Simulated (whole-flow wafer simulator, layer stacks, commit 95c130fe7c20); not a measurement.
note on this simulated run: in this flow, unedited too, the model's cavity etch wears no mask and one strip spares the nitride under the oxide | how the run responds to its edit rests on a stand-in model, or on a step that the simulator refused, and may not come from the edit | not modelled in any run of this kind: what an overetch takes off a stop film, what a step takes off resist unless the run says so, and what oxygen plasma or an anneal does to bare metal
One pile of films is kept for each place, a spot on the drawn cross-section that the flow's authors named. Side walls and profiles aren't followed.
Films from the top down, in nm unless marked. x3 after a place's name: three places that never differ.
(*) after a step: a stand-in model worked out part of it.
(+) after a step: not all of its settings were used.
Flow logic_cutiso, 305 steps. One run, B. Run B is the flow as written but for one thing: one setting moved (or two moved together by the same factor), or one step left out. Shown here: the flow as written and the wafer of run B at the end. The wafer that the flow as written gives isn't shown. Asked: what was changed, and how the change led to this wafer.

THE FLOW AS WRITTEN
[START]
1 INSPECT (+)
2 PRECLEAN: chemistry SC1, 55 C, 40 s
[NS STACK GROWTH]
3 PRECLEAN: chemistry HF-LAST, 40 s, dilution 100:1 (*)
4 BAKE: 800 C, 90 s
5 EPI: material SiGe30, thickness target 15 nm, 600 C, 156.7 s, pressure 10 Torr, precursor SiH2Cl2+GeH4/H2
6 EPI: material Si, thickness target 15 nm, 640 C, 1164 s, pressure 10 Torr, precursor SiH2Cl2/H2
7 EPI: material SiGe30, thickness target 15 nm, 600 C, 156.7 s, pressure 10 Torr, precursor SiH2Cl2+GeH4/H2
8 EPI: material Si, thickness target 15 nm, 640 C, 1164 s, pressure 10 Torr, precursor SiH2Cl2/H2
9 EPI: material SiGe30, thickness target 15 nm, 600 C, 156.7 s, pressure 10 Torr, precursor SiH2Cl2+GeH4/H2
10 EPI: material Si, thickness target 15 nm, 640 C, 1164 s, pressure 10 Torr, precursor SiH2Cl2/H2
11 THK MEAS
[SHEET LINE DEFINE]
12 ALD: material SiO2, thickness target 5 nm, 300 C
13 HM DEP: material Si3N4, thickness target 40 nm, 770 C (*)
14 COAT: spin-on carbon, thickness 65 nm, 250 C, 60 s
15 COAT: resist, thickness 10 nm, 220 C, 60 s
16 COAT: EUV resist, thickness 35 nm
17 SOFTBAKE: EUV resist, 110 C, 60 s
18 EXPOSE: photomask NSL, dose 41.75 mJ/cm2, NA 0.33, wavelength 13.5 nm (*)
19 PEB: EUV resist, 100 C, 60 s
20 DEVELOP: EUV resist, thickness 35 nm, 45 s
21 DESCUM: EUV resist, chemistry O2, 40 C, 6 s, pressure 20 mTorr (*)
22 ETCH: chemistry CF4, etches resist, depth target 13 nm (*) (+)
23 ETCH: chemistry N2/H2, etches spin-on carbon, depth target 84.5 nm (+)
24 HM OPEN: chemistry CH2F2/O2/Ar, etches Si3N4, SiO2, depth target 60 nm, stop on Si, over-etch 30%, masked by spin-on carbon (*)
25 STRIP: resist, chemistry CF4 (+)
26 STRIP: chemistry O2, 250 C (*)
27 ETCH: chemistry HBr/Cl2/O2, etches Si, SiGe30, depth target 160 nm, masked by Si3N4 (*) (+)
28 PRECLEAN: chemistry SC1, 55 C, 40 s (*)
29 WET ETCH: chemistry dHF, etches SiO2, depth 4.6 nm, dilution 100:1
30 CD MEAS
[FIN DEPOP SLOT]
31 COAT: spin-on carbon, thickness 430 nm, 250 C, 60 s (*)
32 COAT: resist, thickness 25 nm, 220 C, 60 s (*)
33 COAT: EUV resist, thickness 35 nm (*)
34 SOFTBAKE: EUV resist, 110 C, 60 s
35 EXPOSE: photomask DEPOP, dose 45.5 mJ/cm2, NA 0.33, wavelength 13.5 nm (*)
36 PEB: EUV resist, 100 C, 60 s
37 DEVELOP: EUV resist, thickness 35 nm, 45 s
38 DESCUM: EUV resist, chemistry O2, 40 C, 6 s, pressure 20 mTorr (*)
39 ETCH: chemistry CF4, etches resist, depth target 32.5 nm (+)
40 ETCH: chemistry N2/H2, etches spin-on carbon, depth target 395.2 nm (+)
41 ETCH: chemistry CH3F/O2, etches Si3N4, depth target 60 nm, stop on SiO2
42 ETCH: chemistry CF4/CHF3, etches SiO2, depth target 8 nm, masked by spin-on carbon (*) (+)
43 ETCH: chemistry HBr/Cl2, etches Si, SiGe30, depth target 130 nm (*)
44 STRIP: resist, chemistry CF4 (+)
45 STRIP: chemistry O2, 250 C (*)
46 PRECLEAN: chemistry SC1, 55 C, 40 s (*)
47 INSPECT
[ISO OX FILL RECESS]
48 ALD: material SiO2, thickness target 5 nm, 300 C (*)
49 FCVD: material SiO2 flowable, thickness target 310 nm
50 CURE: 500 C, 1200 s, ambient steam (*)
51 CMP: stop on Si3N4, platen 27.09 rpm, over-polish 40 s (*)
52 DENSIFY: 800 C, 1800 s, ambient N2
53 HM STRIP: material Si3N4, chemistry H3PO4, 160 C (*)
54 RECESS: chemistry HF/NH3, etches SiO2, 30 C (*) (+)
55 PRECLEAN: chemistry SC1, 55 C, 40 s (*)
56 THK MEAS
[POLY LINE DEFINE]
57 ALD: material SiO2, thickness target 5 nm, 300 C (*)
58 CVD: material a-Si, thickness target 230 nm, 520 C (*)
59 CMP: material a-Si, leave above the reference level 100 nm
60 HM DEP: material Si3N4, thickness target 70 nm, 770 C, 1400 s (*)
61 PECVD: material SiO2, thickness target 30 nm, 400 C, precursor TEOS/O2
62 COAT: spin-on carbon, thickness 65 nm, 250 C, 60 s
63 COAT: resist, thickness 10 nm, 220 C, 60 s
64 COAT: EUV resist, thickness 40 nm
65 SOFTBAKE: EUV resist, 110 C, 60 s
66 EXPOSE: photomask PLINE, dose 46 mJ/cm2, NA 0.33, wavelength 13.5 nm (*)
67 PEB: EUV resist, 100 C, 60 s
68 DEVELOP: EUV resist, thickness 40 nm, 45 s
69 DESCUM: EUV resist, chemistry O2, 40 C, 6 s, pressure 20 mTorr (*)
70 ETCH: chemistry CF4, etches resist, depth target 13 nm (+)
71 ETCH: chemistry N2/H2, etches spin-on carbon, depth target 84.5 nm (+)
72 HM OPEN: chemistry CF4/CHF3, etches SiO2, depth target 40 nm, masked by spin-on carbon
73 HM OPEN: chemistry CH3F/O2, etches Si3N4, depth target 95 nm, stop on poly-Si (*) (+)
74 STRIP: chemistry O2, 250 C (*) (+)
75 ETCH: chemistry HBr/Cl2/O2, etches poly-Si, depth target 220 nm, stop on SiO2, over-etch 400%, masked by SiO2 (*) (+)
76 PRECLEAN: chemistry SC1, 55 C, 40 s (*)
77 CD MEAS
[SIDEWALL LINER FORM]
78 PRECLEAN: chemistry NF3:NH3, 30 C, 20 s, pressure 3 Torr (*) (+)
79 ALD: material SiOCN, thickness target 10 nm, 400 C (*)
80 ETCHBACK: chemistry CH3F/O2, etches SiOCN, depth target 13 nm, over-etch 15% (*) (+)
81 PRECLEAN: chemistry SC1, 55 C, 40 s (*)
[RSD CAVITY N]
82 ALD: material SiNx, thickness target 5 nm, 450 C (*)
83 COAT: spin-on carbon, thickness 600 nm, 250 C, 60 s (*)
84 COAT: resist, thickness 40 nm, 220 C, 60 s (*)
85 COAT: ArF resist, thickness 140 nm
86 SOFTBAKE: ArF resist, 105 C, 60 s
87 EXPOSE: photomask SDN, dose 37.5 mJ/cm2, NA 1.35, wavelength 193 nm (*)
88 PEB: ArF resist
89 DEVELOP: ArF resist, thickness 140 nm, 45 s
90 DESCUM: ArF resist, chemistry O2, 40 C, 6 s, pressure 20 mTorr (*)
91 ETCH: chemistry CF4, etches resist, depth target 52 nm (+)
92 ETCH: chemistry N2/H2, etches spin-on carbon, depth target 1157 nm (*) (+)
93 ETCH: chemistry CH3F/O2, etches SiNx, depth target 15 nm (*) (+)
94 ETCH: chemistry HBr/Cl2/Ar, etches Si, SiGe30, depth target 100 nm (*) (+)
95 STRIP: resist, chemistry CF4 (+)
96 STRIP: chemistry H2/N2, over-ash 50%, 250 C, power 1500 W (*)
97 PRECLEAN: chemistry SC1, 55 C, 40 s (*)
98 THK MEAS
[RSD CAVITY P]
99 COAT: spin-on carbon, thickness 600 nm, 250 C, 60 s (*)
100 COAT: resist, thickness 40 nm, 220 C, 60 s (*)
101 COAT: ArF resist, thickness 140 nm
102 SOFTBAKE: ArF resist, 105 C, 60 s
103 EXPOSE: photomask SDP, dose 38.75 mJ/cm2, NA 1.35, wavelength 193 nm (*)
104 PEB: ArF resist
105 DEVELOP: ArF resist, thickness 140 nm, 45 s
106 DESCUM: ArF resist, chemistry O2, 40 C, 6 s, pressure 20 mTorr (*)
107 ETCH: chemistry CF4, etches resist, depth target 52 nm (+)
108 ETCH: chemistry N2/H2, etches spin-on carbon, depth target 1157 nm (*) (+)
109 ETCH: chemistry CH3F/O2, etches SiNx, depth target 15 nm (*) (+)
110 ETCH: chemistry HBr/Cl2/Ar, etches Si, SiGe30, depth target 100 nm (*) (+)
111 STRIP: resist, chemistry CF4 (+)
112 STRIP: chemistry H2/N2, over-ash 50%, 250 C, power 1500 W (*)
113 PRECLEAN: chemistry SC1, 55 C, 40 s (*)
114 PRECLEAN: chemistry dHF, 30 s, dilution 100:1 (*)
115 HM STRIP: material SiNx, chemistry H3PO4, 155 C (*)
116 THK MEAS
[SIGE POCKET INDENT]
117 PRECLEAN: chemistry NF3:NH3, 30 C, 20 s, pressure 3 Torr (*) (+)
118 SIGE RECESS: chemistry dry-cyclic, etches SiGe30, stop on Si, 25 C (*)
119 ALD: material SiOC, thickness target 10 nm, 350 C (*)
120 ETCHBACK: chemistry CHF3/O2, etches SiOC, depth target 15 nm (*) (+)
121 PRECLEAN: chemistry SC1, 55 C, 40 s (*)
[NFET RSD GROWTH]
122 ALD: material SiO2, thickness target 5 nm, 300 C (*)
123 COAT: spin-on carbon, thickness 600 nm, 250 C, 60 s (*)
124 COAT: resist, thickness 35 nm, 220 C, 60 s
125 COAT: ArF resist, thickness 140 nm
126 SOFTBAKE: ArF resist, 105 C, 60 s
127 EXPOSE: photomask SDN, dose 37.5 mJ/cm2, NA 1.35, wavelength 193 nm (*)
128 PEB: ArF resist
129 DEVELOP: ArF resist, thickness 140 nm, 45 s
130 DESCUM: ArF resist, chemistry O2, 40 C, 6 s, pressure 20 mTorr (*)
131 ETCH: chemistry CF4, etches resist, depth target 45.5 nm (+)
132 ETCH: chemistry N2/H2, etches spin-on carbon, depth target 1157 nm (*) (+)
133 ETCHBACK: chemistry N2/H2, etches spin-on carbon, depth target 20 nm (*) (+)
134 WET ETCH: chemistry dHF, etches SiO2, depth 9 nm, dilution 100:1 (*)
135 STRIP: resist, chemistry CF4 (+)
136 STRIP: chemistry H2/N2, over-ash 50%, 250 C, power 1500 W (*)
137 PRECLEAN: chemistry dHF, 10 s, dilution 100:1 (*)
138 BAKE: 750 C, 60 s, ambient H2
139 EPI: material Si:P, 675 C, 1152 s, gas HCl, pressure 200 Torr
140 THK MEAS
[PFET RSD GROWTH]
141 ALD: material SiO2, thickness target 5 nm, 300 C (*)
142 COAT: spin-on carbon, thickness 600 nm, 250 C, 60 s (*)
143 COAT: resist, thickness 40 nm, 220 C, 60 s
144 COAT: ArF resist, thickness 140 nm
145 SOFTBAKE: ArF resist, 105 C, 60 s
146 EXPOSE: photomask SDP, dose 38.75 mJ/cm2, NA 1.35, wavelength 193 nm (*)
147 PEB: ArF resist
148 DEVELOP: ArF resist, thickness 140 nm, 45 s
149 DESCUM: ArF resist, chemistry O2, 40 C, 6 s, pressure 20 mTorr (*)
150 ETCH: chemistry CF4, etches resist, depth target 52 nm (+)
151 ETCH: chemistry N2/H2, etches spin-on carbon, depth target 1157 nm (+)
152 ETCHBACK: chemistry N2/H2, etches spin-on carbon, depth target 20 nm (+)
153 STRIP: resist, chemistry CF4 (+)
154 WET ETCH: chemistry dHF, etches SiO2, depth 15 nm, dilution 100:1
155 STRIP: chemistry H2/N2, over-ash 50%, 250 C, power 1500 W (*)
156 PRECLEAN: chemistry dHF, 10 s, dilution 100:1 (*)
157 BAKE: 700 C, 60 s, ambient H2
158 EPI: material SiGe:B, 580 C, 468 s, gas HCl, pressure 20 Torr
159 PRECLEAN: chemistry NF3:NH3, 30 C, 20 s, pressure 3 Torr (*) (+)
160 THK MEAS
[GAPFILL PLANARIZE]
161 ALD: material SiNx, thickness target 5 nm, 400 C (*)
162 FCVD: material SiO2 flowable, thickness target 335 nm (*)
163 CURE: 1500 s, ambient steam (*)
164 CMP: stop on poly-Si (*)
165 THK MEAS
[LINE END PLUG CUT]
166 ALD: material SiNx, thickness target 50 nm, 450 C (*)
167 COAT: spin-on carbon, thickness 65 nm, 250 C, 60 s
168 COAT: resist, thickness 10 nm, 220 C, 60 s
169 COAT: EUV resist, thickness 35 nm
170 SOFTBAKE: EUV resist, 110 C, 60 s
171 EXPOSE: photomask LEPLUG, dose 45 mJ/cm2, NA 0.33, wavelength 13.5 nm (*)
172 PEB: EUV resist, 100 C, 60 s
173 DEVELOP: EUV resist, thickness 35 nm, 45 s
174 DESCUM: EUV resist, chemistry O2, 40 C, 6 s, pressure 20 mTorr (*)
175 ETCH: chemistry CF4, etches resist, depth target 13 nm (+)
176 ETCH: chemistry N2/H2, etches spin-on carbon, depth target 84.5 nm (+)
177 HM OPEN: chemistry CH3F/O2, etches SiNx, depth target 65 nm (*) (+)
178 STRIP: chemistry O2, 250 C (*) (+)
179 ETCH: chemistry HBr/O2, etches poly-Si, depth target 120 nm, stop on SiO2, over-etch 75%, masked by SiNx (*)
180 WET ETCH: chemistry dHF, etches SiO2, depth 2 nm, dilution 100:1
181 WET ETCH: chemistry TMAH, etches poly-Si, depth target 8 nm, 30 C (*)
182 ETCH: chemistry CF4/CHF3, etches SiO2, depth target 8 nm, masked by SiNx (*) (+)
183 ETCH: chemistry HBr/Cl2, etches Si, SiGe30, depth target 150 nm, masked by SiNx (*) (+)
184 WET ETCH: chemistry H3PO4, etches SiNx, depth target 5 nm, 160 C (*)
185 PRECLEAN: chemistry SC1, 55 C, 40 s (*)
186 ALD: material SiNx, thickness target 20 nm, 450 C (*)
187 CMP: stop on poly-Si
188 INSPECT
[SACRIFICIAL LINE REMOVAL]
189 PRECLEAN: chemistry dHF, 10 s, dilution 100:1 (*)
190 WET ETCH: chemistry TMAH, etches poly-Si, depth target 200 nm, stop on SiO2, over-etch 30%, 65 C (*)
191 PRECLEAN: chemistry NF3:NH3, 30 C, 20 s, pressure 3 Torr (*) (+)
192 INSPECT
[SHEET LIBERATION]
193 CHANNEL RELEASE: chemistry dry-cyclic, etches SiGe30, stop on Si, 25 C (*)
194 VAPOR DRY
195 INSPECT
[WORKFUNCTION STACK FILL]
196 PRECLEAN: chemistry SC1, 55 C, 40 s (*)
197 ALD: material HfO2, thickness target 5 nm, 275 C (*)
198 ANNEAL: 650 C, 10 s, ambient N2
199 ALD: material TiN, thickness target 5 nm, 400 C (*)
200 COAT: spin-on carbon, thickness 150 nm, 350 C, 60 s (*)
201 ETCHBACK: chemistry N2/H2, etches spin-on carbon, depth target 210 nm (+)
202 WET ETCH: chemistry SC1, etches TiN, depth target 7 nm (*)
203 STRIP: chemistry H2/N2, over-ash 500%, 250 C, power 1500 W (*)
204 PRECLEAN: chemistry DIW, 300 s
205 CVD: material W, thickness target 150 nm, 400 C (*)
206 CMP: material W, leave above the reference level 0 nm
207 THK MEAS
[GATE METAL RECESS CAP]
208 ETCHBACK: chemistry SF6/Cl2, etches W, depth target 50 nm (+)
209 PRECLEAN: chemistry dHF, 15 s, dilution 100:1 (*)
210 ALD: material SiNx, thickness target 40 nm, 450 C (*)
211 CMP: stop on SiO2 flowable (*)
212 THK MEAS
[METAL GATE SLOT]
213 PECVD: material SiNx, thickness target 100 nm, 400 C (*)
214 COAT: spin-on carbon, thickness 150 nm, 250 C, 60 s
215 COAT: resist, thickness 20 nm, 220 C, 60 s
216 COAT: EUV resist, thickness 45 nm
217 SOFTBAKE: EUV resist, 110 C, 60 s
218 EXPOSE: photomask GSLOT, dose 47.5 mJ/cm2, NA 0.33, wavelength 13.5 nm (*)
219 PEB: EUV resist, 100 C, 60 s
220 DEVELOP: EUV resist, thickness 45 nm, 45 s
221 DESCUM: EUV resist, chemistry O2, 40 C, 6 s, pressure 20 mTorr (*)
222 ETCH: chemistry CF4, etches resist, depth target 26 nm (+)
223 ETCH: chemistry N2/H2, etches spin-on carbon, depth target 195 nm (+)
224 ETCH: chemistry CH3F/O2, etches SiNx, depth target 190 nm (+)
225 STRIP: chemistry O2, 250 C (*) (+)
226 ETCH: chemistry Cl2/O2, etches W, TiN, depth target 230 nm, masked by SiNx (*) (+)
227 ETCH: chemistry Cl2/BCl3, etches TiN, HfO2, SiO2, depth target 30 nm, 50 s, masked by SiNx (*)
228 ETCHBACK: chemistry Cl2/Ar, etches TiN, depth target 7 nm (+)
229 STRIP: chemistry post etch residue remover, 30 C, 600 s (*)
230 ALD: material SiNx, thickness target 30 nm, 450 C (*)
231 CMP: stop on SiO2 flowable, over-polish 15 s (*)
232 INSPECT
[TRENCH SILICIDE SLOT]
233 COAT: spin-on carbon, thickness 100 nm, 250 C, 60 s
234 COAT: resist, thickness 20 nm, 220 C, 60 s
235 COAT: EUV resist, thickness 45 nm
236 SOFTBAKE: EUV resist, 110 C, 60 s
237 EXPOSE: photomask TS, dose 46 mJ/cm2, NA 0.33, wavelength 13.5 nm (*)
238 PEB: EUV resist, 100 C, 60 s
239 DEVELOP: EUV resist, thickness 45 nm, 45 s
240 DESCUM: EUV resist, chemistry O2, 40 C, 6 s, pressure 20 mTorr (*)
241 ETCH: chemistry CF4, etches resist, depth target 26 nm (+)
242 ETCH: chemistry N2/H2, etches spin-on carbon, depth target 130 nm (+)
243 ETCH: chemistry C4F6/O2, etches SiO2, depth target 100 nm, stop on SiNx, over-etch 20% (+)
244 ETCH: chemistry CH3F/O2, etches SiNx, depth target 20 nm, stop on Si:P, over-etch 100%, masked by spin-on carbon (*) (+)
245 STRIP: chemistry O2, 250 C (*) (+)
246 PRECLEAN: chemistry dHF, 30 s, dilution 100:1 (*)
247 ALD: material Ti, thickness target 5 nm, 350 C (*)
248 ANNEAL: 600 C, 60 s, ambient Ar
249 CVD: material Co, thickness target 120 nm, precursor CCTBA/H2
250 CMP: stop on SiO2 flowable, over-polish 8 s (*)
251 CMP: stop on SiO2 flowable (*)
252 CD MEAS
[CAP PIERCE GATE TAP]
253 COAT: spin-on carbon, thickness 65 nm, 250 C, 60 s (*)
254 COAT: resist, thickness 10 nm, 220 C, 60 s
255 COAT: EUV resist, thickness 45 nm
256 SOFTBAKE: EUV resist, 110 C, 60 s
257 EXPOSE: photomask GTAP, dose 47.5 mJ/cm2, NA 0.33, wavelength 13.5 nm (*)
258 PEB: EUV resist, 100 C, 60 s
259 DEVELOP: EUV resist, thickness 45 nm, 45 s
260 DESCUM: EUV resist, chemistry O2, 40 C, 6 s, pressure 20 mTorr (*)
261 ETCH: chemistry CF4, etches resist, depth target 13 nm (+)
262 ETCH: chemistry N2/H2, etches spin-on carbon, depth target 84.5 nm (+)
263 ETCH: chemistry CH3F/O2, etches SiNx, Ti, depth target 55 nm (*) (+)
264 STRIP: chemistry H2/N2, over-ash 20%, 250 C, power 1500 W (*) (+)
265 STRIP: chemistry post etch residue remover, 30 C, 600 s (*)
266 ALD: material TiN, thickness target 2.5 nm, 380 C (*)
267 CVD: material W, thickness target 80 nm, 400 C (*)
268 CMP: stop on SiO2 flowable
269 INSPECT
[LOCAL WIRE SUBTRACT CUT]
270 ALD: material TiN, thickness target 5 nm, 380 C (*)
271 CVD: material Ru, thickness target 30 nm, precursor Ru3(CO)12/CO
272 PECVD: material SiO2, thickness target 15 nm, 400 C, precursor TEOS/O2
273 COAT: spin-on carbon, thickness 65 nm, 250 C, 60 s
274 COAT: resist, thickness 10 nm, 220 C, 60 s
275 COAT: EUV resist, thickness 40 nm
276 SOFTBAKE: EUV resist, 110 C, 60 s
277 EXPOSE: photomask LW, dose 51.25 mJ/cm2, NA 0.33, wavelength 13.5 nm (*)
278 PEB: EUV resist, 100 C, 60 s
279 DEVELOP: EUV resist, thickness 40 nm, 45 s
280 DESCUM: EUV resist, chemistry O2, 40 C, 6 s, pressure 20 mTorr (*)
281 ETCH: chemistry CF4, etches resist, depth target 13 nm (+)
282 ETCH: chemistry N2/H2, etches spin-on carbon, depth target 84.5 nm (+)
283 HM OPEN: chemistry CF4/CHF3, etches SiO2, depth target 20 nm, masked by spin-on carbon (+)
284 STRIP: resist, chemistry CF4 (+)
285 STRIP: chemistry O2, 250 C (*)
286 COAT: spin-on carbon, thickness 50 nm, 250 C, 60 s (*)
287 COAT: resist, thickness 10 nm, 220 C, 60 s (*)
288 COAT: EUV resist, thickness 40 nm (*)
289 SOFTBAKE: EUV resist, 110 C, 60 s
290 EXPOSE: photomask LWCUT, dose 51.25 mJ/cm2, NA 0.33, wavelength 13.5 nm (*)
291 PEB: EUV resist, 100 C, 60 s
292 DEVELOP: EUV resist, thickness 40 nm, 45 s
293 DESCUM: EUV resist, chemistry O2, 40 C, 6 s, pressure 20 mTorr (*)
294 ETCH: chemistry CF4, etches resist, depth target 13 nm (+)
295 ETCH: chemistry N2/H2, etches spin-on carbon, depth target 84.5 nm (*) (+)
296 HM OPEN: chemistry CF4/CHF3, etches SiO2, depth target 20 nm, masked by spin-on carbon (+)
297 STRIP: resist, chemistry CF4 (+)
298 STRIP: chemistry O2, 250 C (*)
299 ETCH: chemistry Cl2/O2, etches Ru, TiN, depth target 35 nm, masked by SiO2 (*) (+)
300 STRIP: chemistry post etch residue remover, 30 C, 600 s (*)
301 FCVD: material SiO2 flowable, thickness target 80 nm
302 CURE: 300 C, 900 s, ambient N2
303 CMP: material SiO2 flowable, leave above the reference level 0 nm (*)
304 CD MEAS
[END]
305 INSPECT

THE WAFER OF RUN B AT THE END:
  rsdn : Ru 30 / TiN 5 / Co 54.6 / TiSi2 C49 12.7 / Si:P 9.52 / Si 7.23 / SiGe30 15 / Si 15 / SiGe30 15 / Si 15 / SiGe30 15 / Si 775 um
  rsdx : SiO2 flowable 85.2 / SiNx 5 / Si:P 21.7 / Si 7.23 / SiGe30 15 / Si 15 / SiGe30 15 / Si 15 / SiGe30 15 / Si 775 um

The cause: step 92, ETCH: chemistry N2/H2, etches spin-on carbon, depth target 1157 nm (*) (+), was left out.

How the change led to this, step by step:
  93 ETCH: chemistry CH3F/O2, etches SiNx, depth target 15 nm (*) (+)
      depop, dpovl, gfld and 12 more: nothing (as written it would be: resist -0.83)
      gl, gxn, tap: nothing (as written it would be: SiNx -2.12 (all of it), SiO2 -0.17)
      (and at 4 more places)
  94 ETCH: chemistry HBr/Cl2/Ar, etches Si, SiGe30, depth target 100 nm (*) (+)
      rsdn, rsdx: nothing (as written it would be: chemical SiO2 -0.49 (all of it), Si -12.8 (all of it), SiGe30 -15 (all of it), Si -15 (all of it), SiGe30 -15 (all of it), Si -15 (all of it), SiGe30 -15 (all of it), Si -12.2)
  95 STRIP: resist, chemistry CF4 (+)
      depop, dpovl, glp and 9 more: ArF resist -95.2 (all of it), resist -40 (all of it) (as written it would be: resist -13 (all of it))
      lnrp, plug: ArF resist -95.2 (all of it), resist -40 (all of it) (as written it would be: resist -12.9 (all of it))
      (and at 1 more place)
  96 STRIP: chemistry H2/N2, over-ash 50%, 250 C, power 1500 W (*)
      gl, gxn, tap: spin-on carbon -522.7 (all of it) (as written it would be: nothing)
      lnr, lnrt: spin-on carbon -524.9 (all of it) (as written it would be: nothing)
      (and at 2 more places)
  99 COAT: spin-on carbon, thickness 600 nm, 250 C, 60 s (*)
      gl, gxn: spin-on carbon +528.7 (new film) (as written it would be: spin-on carbon +514.9 (new film))
      glp, gxp: spin-on carbon +528.7 (new film) (as written it would be: spin-on carbon +509.9 (new film))
      (and at 13 more places)
  108 ETCH: chemistry N2/H2, etches spin-on carbon, depth target 1157 nm (*) (+)
      depop, dpovl, gfld and 14 more: ArF resist -95.2 (all of it), resist -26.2 (as written it would be: ArF resist -95.2 (all of it), resist -25.2)
      glp, gxp: spin-on carbon -522.7 (all of it), SiNx -2.88 (as written it would be: spin-on carbon -503.9 (all of it), SiNx -2.78)
      (and at 3 more places)
  111 STRIP: resist, chemistry CF4 (+)
      depop, dpovl, gfld and 6 more: resist -13 (all of it) (as written it would be: resist -14 (all of it))
      gl, gxf, gxn, lnr, lnrt, rsdn, rsdx: resist -13 (all of it) (as written it would be: resist -14.1 (all of it))
      (and at 1 more place)
  112 STRIP: chemistry H2/N2, over-ash 50%, 250 C, power 1500 W (*)
      gl, gxn: spin-on carbon -528.7 (all of it) (as written it would be: spin-on carbon -514.9 (all of it))
      lnr, lnrt: spin-on carbon -530.9 (all of it) (as written it would be: spin-on carbon -517.6 (all of it))
      (and at 8 more places)
  114 PRECLEAN: chemistry dHF, 30 s, dilution 100:1 (*)
      gl, gxn, tap: SiNx -1 (as written it would be: SiO2 -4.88)
      lnr, lnrt: SiNx -1 (as written it would be: SiOCN -0.49)
      (and at 2 more places)
  115 HM STRIP: material SiNx, chemistry H3PO4, 155 C (*)
      gl, gxn, tap: SiNx -3.99 (all of it), SiO2 -0.18 (as written it would be: SiO2 -0.47)
      lnr, lnrt: SiNx -3.99 (all of it), SiOCN -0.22 (as written it would be: SiOCN -0.58)
      (and at 2 more places)
  119 ALD: material SiOC, thickness target 10 nm, 350 C (*)
      gxn: SiOC +10 (new film) (as written it would be: SiOC +11 (new film))
  120 ETCHBACK: chemistry CHF3/O2, etches SiOC, depth target 15 nm (*) (+)
      gl, tap: SiOC -10 (all of it), SiO2 -5 (as written it would be: SiOC -10 (all of it), SiO2 -4.21 (all of it), Si3N4 -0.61)
      rsdn, rsdx: SiOC -10 (all of it), Si -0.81 (as written it would be: SiOC -10 (all of it))
      (and at 1 more place)
  122 ALD: material SiO2, thickness target 5 nm, 300 C (*)
      gl, tap: SiO2 +5 (as written it would be: SiO2 +5 (new film))
      gxn: SiO2 +5 (as written it would be: SiO2 +6.76 (new film))
  123 COAT: spin-on carbon, thickness 600 nm, 250 C, 60 s (*)
      gfld, lnrp: spin-on carbon +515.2 (new film) (as written it would be: spin-on carbon +501.8 (new film))
      gxf, plug: spin-on carbon +515.3 (new film) (as written it would be: spin-on carbon +501.8 (new film))
      (and at 8 more places)
  132 ETCH: chemistry N2/H2, etches spin-on carbon, depth target 1157 nm (*) (+)
      gl, tap: spin-on carbon -510 (all of it), SiO2 -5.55 (as written it would be: spin-on carbon -501.7 (all of it), SiO2 -5 (all of it), Si3N4 -0.5)
      rsdn, rsdx: spin-on carbon -691.8 (all of it), SiO2 -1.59 (as written it would be: spin-on carbon -778.1 (all of it))
      (and at 3 more places)
  133 ETCHBACK: chemistry N2/H2, etches spin-on carbon, depth target 20 nm (*) (+)
      gl, tap: SiO2 -1.11 (as written it would be: Si3N4 -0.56)
      gxn: SiO2 -1.11 (as written it would be: SiO2 -0.7 (all of it), Si3N4 -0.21)
  ... 5 more steps ...
  164 CMP: stop on poly-Si (*)
      gxn: SiO2 flowable -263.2 (all of it), SiNx -5 (all of it), SiO2 -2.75 (all of it), Si3N4 -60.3 (all of it) (as written it would be: SiO2 flowable -264.5 (all of it), SiNx -5 (all of it), SiO2 -1.12 (all of it), Si3N4 -60.3 (all of it))
      lnr: SiO2 flowable -259.6 (all of it), SiNx -5 (all of it), SiOCN -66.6 (as written it would be: SiO2 flowable -260.9 (all of it), SiNx -5 (all of it), SiOCN -65.1)
      (and at 1 more place)
